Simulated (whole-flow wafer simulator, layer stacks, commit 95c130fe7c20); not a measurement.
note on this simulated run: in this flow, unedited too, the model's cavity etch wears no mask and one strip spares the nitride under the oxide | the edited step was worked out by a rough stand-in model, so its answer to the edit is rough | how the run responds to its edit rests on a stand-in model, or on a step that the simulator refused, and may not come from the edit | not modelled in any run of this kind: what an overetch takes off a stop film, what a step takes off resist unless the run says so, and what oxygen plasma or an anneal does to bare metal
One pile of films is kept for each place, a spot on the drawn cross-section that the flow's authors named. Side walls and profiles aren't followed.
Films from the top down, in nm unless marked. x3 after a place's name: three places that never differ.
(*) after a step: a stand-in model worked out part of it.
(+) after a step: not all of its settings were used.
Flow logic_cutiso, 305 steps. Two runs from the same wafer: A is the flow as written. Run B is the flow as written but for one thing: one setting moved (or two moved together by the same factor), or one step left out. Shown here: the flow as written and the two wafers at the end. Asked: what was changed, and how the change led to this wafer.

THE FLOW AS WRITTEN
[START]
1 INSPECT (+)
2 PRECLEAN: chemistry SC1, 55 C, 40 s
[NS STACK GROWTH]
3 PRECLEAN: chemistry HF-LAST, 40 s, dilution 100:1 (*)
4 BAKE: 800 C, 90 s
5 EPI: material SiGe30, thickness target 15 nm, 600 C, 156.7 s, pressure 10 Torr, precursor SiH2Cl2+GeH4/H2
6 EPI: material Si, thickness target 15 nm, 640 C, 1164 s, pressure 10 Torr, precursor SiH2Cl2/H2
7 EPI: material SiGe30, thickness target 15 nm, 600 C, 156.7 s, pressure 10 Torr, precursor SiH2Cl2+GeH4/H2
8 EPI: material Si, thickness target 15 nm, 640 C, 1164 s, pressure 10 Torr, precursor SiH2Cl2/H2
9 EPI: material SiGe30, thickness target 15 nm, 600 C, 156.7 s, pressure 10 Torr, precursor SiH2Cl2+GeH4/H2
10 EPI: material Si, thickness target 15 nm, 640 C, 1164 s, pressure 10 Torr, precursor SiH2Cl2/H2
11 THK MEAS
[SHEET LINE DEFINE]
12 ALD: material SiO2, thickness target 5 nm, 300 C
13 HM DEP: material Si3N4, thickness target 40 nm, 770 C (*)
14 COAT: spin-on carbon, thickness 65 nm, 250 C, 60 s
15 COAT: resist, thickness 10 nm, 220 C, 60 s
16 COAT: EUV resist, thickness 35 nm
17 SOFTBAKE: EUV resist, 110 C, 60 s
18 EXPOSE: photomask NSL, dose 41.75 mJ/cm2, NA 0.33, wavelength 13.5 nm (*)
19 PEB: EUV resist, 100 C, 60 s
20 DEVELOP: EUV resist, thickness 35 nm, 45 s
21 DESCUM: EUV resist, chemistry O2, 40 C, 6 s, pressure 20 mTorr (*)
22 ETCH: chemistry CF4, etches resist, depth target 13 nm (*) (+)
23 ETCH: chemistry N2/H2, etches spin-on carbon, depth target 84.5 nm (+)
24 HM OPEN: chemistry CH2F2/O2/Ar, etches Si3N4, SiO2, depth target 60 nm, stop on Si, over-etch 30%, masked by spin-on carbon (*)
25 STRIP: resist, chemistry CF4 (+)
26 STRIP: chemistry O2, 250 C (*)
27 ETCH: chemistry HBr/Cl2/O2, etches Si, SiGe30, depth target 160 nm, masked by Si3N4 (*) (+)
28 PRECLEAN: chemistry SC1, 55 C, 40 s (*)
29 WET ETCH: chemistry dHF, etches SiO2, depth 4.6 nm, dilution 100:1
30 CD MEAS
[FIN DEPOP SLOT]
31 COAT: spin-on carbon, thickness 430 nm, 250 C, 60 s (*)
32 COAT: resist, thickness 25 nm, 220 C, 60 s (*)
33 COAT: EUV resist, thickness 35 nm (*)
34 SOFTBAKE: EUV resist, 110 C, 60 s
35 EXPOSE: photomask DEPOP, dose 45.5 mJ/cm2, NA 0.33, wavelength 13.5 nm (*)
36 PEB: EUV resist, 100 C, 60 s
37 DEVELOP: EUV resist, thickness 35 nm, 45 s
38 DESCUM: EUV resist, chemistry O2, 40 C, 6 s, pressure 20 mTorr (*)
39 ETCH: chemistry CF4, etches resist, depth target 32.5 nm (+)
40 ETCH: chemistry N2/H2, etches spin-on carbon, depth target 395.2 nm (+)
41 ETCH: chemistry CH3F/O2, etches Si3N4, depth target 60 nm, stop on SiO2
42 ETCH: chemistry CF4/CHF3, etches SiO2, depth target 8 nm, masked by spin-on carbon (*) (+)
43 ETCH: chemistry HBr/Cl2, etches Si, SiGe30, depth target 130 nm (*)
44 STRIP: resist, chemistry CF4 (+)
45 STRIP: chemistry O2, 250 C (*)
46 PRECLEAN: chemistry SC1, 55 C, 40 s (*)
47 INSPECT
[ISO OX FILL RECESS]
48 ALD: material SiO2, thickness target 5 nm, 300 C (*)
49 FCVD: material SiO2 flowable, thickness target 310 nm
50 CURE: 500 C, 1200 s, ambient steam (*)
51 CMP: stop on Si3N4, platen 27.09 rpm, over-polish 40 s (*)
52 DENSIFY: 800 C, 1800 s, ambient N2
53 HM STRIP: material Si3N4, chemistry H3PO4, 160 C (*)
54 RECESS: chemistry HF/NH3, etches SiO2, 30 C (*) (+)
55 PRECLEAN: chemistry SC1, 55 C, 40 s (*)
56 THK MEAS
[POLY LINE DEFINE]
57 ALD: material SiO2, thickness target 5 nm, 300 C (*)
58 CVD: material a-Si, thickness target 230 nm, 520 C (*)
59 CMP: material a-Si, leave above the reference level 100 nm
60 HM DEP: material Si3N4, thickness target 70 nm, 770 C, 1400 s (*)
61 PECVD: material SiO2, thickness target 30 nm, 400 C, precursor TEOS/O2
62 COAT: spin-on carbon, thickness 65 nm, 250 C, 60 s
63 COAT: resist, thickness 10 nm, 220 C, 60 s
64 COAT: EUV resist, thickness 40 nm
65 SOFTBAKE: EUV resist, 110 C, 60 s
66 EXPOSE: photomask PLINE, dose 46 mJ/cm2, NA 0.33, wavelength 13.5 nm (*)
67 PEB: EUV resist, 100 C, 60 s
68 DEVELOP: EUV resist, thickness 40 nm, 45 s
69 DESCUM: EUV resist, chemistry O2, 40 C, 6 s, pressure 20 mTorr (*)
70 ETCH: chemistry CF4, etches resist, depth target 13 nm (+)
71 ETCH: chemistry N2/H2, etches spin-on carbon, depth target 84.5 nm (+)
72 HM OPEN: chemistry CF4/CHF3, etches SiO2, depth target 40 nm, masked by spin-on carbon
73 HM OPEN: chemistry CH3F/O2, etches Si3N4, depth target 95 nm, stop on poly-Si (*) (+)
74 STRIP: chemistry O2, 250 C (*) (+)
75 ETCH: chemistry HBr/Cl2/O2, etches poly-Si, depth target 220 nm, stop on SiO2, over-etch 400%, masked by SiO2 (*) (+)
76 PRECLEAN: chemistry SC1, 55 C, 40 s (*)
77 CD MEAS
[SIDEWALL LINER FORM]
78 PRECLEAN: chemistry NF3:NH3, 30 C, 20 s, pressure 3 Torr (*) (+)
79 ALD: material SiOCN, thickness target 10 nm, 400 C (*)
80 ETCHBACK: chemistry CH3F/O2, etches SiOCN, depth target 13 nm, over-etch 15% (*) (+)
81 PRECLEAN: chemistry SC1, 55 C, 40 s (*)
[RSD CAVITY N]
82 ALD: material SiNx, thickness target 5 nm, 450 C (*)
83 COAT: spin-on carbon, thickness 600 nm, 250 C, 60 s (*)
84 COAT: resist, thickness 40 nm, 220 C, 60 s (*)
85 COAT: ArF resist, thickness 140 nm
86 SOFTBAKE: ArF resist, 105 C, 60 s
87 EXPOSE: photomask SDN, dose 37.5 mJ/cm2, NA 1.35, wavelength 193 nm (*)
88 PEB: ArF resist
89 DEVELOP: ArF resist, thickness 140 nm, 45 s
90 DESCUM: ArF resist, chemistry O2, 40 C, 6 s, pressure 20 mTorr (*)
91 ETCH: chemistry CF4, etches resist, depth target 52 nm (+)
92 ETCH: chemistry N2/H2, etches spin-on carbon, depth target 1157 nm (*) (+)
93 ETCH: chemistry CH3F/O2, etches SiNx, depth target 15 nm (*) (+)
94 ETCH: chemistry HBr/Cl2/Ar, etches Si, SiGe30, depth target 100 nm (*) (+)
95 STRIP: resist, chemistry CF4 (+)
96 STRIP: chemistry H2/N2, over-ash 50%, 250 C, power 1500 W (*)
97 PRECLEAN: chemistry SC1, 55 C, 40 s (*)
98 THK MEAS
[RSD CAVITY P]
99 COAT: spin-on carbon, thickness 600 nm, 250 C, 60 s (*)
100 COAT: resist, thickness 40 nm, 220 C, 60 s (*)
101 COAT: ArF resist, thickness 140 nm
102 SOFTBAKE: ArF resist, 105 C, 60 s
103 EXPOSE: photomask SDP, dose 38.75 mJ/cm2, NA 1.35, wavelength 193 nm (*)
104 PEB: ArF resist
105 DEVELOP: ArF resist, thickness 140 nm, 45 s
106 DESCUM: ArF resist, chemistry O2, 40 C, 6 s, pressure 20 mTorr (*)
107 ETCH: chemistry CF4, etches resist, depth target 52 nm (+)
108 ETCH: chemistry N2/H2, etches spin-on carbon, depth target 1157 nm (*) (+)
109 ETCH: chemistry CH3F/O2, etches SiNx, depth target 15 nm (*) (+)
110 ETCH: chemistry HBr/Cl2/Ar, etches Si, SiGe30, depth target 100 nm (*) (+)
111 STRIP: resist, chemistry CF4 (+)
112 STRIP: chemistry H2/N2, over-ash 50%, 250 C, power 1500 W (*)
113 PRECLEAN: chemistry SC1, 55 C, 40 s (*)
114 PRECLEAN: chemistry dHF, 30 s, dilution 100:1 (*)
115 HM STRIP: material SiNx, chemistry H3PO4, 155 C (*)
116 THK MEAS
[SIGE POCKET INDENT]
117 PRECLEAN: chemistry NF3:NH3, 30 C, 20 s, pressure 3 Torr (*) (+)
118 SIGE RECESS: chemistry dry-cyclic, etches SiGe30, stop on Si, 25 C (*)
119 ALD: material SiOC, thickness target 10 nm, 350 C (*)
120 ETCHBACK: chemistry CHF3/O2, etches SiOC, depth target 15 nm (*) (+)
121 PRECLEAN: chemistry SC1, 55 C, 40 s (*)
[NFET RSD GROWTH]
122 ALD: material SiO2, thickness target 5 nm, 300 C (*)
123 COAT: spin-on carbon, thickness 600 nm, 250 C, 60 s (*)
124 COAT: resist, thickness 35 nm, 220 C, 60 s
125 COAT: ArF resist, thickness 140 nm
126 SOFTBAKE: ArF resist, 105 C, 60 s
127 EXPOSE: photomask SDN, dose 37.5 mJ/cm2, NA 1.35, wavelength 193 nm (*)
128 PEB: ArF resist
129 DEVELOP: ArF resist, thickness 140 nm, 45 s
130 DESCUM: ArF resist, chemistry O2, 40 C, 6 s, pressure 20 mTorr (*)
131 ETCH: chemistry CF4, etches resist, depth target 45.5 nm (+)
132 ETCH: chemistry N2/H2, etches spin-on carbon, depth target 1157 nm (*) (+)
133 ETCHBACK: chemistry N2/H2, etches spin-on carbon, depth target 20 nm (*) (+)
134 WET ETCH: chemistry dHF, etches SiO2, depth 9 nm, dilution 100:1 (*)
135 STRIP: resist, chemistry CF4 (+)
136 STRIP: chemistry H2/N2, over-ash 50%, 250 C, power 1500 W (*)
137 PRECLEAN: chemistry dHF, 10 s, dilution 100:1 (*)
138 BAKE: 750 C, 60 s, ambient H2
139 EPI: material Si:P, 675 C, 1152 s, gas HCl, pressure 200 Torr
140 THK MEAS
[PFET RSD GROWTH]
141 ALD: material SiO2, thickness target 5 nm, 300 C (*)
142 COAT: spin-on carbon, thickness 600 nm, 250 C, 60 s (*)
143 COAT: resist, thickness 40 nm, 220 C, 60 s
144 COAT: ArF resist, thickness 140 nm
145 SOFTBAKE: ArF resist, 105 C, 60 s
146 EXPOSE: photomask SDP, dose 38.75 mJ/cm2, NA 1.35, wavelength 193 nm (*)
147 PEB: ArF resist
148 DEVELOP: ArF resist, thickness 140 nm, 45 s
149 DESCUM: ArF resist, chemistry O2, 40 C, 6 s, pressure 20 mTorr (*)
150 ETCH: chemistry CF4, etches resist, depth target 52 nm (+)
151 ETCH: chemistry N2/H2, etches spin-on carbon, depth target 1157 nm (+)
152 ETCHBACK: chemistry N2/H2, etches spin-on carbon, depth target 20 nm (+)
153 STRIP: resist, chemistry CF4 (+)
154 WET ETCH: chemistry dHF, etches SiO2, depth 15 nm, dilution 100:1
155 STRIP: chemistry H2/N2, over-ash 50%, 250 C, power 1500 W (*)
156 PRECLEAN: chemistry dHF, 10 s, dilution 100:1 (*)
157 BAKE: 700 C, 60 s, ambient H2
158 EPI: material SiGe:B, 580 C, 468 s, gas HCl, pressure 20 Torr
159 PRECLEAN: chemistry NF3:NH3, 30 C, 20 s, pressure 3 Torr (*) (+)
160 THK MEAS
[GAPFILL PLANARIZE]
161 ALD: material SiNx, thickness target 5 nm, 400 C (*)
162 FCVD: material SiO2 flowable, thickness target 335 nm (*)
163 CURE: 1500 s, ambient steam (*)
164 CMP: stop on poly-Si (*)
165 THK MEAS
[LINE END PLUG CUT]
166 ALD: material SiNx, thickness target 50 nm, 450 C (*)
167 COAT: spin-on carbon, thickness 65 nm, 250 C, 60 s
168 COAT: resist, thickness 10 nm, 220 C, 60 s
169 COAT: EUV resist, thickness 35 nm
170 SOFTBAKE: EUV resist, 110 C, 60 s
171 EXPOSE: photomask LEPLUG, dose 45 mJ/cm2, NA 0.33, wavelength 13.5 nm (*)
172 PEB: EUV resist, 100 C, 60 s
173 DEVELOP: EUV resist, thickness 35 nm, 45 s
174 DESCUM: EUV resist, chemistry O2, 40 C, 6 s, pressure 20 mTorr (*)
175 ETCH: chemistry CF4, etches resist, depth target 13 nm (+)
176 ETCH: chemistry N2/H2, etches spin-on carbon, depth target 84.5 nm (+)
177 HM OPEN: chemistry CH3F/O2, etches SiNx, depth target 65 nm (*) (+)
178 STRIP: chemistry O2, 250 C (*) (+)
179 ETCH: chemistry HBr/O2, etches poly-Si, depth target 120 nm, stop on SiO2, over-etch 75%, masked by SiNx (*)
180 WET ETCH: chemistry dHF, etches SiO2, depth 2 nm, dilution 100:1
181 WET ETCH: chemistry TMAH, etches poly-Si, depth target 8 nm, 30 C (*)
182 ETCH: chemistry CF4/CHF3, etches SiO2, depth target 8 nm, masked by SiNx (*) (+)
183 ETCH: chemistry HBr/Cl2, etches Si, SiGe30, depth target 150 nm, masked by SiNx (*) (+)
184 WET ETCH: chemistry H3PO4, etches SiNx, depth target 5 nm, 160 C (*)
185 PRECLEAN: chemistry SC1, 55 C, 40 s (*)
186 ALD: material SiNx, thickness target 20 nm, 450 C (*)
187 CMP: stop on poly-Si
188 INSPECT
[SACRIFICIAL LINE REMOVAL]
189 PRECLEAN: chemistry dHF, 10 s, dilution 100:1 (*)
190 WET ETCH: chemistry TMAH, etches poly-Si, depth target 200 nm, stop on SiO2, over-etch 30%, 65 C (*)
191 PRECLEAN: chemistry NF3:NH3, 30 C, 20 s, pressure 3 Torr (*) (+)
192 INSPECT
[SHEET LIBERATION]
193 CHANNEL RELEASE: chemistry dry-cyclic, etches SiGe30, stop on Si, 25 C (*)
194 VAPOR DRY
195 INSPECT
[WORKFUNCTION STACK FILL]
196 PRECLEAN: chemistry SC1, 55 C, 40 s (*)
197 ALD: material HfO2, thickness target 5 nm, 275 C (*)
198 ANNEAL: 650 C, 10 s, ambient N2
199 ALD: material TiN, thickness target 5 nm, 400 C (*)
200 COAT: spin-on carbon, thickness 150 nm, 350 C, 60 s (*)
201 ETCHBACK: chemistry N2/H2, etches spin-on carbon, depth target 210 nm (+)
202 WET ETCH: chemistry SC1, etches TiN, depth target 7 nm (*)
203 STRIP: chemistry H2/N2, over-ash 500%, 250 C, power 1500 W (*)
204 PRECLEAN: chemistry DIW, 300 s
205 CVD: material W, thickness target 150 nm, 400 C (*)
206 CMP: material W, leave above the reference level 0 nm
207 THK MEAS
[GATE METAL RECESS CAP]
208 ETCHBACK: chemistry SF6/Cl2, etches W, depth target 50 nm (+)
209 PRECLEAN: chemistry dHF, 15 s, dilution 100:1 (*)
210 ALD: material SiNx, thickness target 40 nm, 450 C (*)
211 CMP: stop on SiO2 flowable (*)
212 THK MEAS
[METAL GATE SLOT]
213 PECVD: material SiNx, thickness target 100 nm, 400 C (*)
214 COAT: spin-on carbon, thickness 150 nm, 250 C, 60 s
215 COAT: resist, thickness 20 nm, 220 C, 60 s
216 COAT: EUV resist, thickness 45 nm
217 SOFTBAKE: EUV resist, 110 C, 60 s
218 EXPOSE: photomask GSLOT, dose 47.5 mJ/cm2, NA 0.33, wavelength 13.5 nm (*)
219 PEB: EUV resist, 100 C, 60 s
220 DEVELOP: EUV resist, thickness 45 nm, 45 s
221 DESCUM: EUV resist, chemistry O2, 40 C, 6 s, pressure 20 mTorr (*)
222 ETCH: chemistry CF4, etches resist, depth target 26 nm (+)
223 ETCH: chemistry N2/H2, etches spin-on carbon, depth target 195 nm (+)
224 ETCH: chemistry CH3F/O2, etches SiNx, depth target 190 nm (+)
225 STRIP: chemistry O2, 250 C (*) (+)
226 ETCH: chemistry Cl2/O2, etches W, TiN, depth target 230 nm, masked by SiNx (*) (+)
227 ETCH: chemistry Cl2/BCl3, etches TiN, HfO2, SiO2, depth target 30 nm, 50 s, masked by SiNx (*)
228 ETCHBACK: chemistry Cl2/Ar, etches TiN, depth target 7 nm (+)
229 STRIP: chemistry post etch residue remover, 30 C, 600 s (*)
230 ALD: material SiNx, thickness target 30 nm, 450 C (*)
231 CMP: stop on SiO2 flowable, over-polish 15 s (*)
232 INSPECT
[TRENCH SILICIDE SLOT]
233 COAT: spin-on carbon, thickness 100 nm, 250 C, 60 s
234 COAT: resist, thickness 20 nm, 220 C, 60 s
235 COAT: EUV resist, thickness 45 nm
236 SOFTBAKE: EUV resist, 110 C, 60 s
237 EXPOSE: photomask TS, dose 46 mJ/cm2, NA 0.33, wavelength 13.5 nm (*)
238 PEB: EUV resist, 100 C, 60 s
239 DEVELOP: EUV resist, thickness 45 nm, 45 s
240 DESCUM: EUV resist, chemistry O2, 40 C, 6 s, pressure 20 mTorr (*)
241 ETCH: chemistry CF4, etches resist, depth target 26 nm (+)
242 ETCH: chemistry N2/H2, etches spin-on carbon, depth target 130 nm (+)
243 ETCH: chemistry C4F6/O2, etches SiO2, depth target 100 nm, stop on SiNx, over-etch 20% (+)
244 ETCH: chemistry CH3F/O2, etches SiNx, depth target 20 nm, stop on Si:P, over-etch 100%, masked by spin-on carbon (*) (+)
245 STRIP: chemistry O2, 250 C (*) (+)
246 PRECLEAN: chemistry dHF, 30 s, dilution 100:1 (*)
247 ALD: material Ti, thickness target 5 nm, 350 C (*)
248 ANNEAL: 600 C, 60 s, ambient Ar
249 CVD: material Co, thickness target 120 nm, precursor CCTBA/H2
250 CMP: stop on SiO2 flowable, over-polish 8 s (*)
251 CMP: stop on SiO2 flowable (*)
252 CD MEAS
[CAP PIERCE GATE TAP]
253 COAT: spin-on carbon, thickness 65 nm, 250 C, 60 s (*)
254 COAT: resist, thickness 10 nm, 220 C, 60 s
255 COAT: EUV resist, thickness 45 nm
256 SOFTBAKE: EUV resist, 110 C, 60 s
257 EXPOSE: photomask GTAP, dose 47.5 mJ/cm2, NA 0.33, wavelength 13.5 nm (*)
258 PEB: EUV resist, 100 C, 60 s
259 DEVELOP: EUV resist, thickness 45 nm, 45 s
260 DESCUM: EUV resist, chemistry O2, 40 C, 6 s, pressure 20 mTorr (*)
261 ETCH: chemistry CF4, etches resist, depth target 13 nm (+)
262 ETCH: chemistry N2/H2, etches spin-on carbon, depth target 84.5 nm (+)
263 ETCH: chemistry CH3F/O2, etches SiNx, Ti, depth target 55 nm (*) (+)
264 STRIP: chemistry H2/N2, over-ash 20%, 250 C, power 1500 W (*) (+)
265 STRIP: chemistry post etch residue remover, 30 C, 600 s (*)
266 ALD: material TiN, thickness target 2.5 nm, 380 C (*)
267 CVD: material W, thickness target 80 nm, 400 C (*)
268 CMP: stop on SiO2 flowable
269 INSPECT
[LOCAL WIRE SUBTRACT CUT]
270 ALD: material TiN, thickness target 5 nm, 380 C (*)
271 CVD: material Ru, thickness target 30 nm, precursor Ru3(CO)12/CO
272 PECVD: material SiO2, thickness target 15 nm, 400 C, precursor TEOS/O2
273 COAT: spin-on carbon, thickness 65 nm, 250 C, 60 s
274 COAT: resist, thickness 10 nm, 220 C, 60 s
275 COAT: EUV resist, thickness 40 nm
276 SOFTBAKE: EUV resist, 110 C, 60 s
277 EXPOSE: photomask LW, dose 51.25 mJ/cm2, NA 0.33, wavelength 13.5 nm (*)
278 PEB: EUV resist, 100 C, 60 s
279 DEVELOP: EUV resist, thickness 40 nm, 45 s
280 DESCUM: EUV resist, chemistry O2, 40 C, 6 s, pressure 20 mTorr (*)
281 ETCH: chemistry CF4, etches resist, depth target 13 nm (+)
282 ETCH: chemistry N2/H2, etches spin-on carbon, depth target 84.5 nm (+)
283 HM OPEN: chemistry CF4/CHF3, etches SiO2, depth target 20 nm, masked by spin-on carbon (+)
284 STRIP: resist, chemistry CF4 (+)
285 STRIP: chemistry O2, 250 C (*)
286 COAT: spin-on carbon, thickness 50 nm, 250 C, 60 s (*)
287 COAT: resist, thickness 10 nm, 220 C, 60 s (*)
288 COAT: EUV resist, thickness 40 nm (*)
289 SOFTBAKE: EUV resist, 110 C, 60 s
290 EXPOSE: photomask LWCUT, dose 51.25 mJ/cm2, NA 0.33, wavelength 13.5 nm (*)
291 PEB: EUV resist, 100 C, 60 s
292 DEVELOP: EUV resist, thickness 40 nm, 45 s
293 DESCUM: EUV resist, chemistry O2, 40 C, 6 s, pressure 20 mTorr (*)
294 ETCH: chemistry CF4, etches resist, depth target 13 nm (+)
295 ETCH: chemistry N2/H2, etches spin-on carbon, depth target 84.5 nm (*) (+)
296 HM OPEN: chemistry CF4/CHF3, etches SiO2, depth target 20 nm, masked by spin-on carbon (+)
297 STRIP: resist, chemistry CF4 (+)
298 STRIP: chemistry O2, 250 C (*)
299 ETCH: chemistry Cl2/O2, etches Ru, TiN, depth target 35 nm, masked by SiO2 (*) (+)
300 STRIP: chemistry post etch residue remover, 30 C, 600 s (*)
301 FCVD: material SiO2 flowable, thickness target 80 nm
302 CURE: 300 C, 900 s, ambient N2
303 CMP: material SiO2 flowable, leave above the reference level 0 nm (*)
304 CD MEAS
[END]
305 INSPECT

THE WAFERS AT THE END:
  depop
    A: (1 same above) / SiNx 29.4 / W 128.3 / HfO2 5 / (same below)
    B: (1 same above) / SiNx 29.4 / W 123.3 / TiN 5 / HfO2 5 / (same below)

The cause: step 200, COAT: thickness 180 nm was run, where the flow has thickness 150 nm.

How the change led to this, step by step:
  200 COAT: spin-on carbon, thickness 150 nm, 350 C, 60 s (*)
      gl, glp, gxn, gxp: A spin-on carbon +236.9 (new film) | B spin-on carbon +266.9 (new film)
      lnr, lnrp: A spin-on carbon +133.9 (new film) | B spin-on carbon +163.9 (new film)
      (and at 16 more places)
  201 ETCHBACK: chemistry N2/H2, etches spin-on carbon, depth target 210 nm (+)
      depop: A spin-on carbon -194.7 (all of it) | B spin-on carbon -210
      dpovl: A spin-on carbon -194.8 (all of it) | B spin-on carbon -210
      (and at 13 more places)
  202 WET ETCH: chemistry SC1, etches TiN, depth target 7 nm (*)
      depop, dpovl, isow, nsgap: A TiN -5 (all of it) | B spin-on carbon -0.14
  203 STRIP: chemistry H2/N2, over-ash 500%, 250 C, power 1500 W (*)
      depop, dpovl: A nothing | B spin-on carbon -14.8 (all of it)
      isow: A nothing | B spin-on carbon -15.3 (all of it)
      (and at 8 more places)
